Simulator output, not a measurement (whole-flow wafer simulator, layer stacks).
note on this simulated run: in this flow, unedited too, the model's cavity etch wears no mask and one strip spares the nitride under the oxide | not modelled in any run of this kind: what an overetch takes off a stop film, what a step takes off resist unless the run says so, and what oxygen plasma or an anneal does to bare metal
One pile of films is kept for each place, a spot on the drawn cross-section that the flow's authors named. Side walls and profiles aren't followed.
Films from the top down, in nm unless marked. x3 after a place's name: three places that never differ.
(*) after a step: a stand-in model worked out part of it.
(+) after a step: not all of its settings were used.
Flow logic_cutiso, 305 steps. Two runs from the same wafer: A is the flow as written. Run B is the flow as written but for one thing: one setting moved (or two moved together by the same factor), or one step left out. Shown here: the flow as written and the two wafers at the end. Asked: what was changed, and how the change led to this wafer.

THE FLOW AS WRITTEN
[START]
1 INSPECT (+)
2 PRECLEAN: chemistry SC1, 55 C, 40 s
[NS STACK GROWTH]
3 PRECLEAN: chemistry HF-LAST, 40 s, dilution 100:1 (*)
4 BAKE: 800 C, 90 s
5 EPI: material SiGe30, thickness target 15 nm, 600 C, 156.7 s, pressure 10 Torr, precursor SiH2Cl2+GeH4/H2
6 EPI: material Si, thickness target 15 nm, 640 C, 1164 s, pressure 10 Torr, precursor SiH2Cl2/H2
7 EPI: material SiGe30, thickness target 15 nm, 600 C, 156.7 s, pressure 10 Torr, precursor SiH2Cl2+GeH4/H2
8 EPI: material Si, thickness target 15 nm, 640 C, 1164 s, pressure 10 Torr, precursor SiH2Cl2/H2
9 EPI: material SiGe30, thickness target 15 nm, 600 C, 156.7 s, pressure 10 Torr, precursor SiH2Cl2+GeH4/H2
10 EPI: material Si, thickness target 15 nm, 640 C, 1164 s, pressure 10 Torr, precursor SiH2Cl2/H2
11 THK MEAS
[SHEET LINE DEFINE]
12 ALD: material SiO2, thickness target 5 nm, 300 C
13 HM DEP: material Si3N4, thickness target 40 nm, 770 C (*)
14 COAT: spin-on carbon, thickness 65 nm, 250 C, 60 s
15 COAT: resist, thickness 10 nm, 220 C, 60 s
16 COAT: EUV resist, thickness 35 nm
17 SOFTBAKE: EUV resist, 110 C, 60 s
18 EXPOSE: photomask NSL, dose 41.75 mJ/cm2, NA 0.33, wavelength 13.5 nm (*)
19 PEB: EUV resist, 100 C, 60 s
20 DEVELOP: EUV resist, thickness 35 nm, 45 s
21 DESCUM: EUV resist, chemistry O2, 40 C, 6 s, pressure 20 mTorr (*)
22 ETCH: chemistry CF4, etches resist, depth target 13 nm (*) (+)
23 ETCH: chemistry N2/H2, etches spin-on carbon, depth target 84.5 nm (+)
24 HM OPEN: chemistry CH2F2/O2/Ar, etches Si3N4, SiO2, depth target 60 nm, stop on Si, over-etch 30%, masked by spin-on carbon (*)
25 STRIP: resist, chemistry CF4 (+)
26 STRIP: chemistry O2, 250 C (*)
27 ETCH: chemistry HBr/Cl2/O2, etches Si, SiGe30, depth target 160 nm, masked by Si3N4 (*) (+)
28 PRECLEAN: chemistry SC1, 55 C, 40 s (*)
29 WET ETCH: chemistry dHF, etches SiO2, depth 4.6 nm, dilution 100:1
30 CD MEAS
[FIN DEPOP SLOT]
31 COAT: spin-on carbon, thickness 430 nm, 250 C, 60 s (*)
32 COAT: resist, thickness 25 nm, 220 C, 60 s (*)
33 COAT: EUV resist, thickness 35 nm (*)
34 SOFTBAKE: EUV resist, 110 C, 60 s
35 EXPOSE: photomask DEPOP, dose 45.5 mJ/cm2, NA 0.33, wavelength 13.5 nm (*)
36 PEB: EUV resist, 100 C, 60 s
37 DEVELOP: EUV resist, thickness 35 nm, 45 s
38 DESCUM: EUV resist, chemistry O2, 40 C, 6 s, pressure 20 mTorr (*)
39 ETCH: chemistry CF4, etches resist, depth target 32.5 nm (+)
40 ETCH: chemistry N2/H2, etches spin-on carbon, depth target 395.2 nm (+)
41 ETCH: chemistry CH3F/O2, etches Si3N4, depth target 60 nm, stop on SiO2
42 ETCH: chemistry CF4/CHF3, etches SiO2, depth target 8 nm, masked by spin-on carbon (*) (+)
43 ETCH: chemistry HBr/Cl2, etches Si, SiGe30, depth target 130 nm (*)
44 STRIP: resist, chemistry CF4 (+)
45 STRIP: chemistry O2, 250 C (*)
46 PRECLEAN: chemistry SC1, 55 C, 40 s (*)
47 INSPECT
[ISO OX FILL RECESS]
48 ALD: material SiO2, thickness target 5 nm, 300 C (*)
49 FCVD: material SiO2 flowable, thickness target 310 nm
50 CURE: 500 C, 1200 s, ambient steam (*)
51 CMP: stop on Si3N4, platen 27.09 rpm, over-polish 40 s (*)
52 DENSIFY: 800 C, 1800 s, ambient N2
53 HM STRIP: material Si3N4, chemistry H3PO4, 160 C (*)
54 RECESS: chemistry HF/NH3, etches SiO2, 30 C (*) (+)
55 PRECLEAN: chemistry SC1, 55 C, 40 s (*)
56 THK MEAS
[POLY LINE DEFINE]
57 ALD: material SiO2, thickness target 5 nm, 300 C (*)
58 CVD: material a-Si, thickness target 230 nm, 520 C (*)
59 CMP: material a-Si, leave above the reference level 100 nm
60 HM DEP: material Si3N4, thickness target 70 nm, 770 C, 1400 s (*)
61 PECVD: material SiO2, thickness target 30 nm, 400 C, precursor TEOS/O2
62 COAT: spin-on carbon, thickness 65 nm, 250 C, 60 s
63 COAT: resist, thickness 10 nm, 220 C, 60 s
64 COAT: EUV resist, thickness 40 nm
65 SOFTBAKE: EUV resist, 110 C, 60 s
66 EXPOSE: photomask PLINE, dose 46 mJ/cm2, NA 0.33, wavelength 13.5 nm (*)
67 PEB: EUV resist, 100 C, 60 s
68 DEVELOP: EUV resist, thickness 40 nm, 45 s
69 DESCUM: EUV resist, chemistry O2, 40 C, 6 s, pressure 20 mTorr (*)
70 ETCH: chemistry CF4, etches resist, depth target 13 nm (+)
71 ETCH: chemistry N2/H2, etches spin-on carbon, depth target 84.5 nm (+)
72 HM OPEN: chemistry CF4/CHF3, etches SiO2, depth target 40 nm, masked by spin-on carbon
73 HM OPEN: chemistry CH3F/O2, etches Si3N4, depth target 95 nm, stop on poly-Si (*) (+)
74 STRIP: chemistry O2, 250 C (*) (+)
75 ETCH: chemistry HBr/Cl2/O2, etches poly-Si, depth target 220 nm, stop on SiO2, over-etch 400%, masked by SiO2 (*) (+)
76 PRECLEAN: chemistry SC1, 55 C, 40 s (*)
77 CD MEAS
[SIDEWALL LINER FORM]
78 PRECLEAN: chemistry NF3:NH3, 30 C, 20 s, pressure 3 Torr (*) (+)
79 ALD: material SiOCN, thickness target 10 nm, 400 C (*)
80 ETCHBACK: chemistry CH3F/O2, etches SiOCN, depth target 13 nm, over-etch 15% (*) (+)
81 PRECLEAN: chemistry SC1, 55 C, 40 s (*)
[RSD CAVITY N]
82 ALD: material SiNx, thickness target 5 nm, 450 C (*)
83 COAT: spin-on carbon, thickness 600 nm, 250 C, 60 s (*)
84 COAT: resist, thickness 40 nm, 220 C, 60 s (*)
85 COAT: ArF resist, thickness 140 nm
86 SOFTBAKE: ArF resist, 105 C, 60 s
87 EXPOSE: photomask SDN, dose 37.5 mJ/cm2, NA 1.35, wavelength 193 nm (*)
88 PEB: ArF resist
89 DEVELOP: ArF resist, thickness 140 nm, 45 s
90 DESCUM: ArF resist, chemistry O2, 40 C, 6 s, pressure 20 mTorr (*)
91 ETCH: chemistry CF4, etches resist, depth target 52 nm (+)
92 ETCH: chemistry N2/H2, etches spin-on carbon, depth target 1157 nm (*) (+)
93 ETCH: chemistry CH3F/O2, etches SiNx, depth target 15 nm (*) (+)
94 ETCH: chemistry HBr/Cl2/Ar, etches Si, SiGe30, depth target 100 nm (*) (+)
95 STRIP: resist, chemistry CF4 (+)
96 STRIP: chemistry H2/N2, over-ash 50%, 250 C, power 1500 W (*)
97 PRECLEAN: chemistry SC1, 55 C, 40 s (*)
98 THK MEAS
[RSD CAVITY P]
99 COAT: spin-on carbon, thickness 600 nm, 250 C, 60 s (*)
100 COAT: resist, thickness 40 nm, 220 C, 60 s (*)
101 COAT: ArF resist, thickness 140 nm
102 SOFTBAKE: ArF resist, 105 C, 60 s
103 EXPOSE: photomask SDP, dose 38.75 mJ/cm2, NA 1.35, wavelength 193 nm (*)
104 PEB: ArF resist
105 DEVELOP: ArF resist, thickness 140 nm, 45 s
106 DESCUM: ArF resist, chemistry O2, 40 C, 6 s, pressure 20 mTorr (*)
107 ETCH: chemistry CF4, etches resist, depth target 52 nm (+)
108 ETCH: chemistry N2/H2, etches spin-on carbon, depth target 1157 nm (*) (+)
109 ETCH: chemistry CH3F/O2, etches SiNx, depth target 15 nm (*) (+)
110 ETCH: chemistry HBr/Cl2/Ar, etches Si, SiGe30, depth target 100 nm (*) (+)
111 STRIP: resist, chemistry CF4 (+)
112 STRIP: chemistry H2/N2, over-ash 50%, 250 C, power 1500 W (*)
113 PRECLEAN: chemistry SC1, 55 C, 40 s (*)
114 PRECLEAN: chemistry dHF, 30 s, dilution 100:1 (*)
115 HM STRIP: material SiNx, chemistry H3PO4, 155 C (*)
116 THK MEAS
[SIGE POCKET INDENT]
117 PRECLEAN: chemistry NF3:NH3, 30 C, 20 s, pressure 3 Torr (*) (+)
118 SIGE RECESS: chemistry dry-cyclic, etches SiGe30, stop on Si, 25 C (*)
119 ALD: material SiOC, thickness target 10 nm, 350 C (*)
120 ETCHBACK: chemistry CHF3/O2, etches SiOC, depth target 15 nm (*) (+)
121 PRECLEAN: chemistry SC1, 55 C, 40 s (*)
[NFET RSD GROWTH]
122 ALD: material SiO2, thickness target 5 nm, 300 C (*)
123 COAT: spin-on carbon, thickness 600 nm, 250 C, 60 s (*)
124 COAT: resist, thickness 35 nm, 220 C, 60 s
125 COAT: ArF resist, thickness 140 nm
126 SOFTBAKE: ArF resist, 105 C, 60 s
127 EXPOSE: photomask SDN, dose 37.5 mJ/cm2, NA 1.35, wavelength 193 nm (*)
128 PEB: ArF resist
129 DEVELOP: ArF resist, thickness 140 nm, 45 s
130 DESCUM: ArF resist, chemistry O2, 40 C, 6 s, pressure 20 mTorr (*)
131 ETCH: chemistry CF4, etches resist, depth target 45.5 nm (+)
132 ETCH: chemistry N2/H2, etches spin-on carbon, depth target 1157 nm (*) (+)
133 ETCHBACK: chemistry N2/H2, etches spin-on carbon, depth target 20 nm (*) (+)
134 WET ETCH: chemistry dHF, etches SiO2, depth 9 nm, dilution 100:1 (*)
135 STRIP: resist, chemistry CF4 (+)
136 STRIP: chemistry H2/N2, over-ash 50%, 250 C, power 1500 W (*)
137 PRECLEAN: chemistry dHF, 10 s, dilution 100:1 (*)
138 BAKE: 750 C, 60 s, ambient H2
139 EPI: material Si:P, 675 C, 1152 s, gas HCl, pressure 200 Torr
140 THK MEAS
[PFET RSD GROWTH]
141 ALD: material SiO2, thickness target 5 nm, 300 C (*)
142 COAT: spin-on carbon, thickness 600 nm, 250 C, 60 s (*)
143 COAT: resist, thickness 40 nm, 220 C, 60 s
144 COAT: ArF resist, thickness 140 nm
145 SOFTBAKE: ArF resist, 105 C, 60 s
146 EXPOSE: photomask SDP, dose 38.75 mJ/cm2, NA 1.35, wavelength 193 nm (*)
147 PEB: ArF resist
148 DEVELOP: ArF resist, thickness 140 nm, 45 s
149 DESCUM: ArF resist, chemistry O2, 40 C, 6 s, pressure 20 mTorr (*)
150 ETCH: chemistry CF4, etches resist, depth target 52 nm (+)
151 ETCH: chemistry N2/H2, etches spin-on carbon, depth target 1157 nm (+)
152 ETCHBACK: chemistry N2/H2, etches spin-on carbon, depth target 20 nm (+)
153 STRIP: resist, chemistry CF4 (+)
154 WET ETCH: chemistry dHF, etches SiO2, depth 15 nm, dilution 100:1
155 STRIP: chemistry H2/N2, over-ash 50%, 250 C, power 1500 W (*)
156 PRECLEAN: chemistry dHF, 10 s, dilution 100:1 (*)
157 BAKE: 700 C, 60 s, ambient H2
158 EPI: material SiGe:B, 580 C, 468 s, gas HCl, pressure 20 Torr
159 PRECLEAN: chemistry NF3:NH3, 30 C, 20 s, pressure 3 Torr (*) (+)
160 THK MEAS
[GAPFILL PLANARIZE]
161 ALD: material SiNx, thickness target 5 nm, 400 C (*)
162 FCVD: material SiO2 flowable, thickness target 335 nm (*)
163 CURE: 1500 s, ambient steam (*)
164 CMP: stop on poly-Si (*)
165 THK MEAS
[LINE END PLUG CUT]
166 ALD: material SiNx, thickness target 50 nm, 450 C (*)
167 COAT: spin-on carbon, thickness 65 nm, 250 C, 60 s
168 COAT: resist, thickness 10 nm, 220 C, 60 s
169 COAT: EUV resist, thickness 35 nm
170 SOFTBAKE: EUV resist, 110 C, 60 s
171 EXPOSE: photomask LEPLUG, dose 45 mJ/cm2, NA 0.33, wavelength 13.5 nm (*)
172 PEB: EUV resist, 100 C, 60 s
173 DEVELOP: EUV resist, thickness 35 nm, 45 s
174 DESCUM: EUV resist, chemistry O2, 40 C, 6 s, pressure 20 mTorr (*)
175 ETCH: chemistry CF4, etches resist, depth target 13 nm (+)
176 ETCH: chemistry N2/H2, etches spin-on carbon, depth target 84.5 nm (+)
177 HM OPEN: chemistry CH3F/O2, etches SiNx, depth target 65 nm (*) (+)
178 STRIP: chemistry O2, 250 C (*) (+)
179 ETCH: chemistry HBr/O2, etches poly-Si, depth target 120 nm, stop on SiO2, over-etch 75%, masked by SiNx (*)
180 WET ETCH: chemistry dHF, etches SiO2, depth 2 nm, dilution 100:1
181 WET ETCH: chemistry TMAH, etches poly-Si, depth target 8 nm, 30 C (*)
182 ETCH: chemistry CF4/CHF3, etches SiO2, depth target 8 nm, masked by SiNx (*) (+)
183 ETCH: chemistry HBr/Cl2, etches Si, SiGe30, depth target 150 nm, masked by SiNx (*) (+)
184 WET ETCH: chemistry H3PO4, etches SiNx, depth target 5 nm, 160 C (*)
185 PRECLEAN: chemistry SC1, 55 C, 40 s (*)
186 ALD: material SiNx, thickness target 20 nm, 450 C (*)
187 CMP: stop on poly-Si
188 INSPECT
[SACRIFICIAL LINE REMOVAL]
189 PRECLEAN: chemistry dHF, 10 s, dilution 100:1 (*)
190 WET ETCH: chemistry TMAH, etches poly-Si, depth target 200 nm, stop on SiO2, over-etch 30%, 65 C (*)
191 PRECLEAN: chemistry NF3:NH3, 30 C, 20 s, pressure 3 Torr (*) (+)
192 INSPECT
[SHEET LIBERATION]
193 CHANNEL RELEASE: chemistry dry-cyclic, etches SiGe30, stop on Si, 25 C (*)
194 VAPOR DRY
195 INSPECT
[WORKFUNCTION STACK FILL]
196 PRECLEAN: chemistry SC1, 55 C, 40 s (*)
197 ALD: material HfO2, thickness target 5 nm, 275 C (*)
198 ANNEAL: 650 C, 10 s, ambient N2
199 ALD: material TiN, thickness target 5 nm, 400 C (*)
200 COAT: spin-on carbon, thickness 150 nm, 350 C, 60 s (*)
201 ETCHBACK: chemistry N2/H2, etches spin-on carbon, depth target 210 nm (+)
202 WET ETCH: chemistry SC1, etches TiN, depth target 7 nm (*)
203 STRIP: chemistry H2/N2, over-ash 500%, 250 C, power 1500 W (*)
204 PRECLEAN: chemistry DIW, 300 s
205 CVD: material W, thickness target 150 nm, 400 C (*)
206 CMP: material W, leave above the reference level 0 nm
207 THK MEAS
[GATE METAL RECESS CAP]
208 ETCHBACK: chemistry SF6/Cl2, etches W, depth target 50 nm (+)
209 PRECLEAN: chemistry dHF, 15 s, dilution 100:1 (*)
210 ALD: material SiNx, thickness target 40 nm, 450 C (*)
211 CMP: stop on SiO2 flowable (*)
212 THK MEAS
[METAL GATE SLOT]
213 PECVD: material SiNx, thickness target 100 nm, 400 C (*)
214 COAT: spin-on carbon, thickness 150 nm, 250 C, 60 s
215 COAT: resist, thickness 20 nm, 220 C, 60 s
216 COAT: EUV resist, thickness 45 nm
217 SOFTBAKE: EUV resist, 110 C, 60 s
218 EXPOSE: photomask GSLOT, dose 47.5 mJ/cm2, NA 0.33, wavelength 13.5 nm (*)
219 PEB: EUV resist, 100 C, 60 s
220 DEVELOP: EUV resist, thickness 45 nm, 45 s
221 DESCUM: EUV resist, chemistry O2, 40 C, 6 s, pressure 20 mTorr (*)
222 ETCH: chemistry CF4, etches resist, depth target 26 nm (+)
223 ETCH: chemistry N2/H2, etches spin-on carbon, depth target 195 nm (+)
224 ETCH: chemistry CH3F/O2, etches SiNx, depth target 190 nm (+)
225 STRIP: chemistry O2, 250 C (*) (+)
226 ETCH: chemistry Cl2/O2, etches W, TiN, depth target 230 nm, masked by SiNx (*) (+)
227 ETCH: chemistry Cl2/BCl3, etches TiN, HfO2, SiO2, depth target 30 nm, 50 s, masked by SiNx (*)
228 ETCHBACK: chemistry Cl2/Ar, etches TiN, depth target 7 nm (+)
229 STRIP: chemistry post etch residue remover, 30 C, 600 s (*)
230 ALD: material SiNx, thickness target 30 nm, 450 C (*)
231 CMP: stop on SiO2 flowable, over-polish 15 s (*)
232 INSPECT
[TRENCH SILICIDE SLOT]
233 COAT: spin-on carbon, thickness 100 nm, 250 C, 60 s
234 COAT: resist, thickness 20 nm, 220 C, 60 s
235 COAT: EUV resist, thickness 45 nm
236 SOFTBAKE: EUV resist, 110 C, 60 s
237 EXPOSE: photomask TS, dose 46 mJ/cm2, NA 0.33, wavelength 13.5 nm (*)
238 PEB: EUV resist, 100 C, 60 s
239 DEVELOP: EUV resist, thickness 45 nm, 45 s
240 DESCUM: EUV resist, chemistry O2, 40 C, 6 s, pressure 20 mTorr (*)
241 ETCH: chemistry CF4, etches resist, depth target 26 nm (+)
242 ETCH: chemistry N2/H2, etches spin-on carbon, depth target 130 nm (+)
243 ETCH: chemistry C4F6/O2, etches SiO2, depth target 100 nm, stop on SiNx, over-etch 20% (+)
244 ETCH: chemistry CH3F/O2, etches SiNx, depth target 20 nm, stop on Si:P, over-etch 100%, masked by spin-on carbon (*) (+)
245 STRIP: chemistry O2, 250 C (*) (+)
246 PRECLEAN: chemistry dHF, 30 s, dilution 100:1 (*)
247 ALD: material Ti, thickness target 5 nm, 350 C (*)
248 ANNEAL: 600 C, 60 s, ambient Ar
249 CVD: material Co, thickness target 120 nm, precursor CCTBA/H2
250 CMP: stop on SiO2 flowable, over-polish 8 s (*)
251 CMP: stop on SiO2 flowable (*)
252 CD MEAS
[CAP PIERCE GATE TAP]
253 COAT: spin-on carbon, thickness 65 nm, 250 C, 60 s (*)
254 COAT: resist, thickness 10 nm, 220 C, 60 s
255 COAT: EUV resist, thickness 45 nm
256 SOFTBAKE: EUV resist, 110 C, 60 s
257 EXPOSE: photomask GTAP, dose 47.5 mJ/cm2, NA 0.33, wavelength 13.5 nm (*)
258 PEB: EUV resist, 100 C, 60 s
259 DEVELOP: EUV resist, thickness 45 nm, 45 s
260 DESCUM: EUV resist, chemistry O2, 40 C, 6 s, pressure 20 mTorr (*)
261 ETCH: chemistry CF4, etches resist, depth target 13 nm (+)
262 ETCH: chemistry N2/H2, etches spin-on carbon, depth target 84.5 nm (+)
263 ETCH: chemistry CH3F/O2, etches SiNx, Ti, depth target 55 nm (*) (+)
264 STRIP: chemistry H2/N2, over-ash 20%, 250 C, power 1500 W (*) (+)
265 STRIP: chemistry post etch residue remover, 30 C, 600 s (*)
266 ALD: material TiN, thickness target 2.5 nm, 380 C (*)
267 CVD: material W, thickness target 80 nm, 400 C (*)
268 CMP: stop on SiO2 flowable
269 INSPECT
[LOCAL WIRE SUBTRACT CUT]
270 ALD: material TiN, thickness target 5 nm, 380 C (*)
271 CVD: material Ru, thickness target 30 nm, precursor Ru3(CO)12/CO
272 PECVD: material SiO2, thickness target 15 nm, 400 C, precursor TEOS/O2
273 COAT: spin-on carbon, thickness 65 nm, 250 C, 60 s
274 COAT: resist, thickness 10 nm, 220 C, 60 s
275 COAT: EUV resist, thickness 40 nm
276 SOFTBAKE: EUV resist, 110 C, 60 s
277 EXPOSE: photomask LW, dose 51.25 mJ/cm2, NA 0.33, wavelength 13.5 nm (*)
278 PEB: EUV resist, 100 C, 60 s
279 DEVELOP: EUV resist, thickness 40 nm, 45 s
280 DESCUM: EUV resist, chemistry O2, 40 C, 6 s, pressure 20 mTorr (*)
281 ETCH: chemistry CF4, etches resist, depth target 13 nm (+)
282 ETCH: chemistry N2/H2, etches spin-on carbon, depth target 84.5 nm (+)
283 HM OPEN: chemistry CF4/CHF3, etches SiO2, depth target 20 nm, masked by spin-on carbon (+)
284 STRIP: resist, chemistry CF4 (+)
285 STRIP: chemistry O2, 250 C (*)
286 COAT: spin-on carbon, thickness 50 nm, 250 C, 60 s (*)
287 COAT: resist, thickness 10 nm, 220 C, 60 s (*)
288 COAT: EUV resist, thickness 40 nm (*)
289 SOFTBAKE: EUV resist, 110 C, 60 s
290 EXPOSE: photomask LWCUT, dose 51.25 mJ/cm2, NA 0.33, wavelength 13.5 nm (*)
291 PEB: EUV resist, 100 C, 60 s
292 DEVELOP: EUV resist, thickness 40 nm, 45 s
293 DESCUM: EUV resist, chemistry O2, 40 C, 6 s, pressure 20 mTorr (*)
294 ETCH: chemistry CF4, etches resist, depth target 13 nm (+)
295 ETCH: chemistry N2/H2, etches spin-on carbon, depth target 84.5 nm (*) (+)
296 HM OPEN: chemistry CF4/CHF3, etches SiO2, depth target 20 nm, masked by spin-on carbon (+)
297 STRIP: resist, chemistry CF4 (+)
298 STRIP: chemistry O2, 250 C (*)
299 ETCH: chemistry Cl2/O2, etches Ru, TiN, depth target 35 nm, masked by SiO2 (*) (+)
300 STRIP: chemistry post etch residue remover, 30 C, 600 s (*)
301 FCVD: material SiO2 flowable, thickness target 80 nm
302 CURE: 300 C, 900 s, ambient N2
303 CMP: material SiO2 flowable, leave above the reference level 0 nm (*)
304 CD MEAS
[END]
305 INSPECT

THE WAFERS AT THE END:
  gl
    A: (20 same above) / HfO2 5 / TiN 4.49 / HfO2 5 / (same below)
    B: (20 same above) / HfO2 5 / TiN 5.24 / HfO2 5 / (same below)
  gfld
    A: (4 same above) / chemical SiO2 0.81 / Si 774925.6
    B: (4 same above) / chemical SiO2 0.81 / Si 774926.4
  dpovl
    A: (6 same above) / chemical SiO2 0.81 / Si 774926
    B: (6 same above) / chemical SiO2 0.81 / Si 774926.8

The cause: step 5, EPI: thickness target 15.8 nm was run, where the flow has thickness target 15 nm; step 5, EPI: 164.5 s was run, where the flow has 156.7 s.

How the change led to this, step by step:
  5 EPI: material SiGe30, thickness target 15 nm, 600 C, 156.7 s, pressure 10 Torr, precursor SiH2Cl2+GeH4/H2
      depop, dpovl, gfld and 19 more: A SiGe30 +15 (new film) | B SiGe30 +15.8 (new film)
  27 ETCH: chemistry HBr/Cl2/O2, etches Si, SiGe30, depth target 160 nm, masked by Si3N4 (*) (+)
      gfld, gxf, iso, lnri: A chemical SiO2 -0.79 (all of it), Si -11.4 (all of it), SiGe30 -15 (all of it), Si -15 (all of it), SiGe30 -15 (all of it), Si -15 (all of it), SiGe30 -15 (all of it), Si -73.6 | B chemical SiO2 -0.79 (all of it), Si -11.4 (all of it), SiGe30 -15 (all of it), Si -15 (all of it), SiGe30 -15 (all of it), Si -15 (all of it), SiGe30 -15.8 (all of it), Si -72.9
      dpovl, nsgap: A chemical SiO2 -0.79 (all of it), Si -11.8 (all of it), SiGe30 -15 (all of it), Si -15 (all of it), SiGe30 -15 (all of it), Si -15 (all of it), SiGe30 -15 (all of it), Si -73.2 | B chemical SiO2 -0.79 (all of it), Si -11.8 (all of it), SiGe30 -15 (all of it), Si -15 (all of it), SiGe30 -15 (all of it), Si -15 (all of it), SiGe30 -15.8 (all of it), Si -72.5
      (and at 1 more place)
  43 ETCH: chemistry HBr/Cl2, etches Si, SiGe30, depth target 130 nm (*)
      depop: A Si -14 (all of it), SiGe30 -15 (all of it), Si -15 (all of it), SiGe30 -15 (all of it), Si -15 (all of it), SiGe30 -15 (all of it), Si -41 | B Si -14 (all of it), SiGe30 -15 (all of it), Si -15 (all of it), SiGe30 -15 (all of it), Si -15 (all of it), SiGe30 -15.8 (all of it), Si -40.2
  94 ETCH: chemistry HBr/Cl2/Ar, etches Si, SiGe30, depth target 100 nm (*) (+)
      rsdn, rsdx: A chemical SiO2 -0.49 (all of it), Si -12.8 (all of it), SiGe30 -15 (all of it), Si -15 (all of it), SiGe30 -15 (all of it), Si -15 (all of it), SiGe30 -15 (all of it), Si -12.2 | B chemical SiO2 -0.49 (all of it), Si -12.8 (all of it), SiGe30 -15 (all of it), Si -15 (all of it), SiGe30 -15 (all of it), Si -15 (all of it), SiGe30 -15.8 (all of it), Si -11.4
  110 ETCH: chemistry HBr/Cl2/Ar, etches Si, SiGe30, depth target 100 nm (*) (+)
      rsdp, rsdw: A chemical SiO2 -0.49 (all of it), Si -12.8 (all of it), SiGe30 -15 (all of it), Si -15 (all of it), SiGe30 -15 (all of it), Si -15 (all of it), SiGe30 -15 (all of it), Si -12.2 | B chemical SiO2 -0.49 (all of it), Si -12.8 (all of it), SiGe30 -15 (all of it), Si -15 (all of it), SiGe30 -15 (all of it), Si -15 (all of it), SiGe30 -15.8 (all of it), Si -11.4
  118 SIGE RECESS: chemistry dry-cyclic, etches SiGe30, stop on Si, 25 C (*)
      lnr, lnrp, lnrt: A SiOCN -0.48, Si -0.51, cavity +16 (new film), SiGe30 -15 (all of it), Si -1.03, cavity +16 (new film), SiGe30 -15 (all of it), Si -1.03, cavity +16 (new film), SiGe30 -15 (all of it), Si -0.51 | B SiOCN -0.48, Si -0.51, cavity +16 (new film), SiGe30 -15 (all of it), Si -1.03, cavity +16 (new film), SiGe30 -15 (all of it), Si -1.03, cavity +16.8 (new film), SiGe30 -15.8 (all of it), Si -0.51
  119 ALD: material SiOC, thickness target 10 nm, 350 C (*)
      lnr, lnrp, lnrt: A SiOC +10 (new film), SiOC +16 (new film), cavity -16 (all of it), SiOC +16 (new film), cavity -16 (all of it), SiOC +16 (new film), cavity -16 (all of it) | B SiOC +10 (new film), SiOC +16 (new film), cavity -16 (all of it), SiOC +16 (new film), cavity -16 (all of it), SiOC +16.8 (new film), cavity -16.8 (all of it)
  183 ETCH: chemistry HBr/Cl2, etches Si, SiGe30, depth target 150 nm, masked by SiNx (*) (+)
      plug: A Si -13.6 (all of it), SiGe30 -15 (all of it), Si -15 (all of it), SiGe30 -15 (all of it), Si -15 (all of it), SiGe30 -15 (all of it), Si -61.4 | B Si -13.6 (all of it), SiGe30 -15 (all of it), Si -15 (all of it), SiGe30 -15 (all of it), Si -15 (all of it), SiGe30 -15.8 (all of it), Si -60.7
  193 CHANNEL RELEASE: chemistry dry-cyclic, etches SiGe30, stop on Si, 25 C (*)
      gl, glp, gxn, gxp, ns, tap: A chemical SiO2 +0.8 (new film), Si -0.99, chemical SiO2 +0.8 (new film), cavity +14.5 (new film), chemical SiO2 +0.8 (new film), SiGe30 -15 (all of it), Si -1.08, chemical SiO2 +0.8 (new film), cavity +14.5 (new film), chemical SiO2 +0.8 (new film), SiGe30 -15 (all of it), Si -1.08, chemical SiO2 +0.8 (new film), cavity +14.5 (new film), chemical SiO2 +0.8 (new film), SiGe30 -15 (all of it), Si -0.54 | B chemical SiO2 +0.8 (new film), Si -0.99, chemical SiO2 +0.8 (new film), cavity +14.5 (new film), chemical SiO2 +0.8 (new film), SiGe30 -15 (all of it), Si -1.08, chemical SiO2 +0.8 (new film), cavity +14.5 (new film), chemical SiO2 +0.8 (new film), SiGe30 -15 (all of it), Si -1.08, chemical SiO2 +0.8 (new film), cavity +15.2 (new film), chemical SiO2 +0.8 (new film), SiGe30 -15.8 (all of it), Si -0.54
  199 ALD: material TiN, thickness target 5 nm, 400 C (*)
      gl, glp, tap: A TiN +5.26 (new film), TiN +4.49 (new film), cavity -4.49 (all of it), TiN +4.49 (new film), cavity -4.49 (all of it), TiN +4.49 (new film), cavity -4.49 (all of it) | B TiN +5.26 (new film), TiN +4.49 (new film), cavity -4.49 (all of it), TiN +4.49 (new film), cavity -4.49 (all of it), TiN +5.24 (new film), cavity -5.24 (all of it)
      gxn, gxp, ns: A TiN +5 (new film), TiN +4.49 (new film), cavity -4.49 (all of it), TiN +4.49 (new film), cavity -4.49 (all of it), TiN +4.49 (new film), cavity -4.49 (all of it) | B TiN +5 (new film), TiN +4.49 (new film), cavity -4.49 (all of it), TiN +4.49 (new film), cavity -4.49 (all of it), TiN +5.24 (new film), cavity -5.24 (all of it)
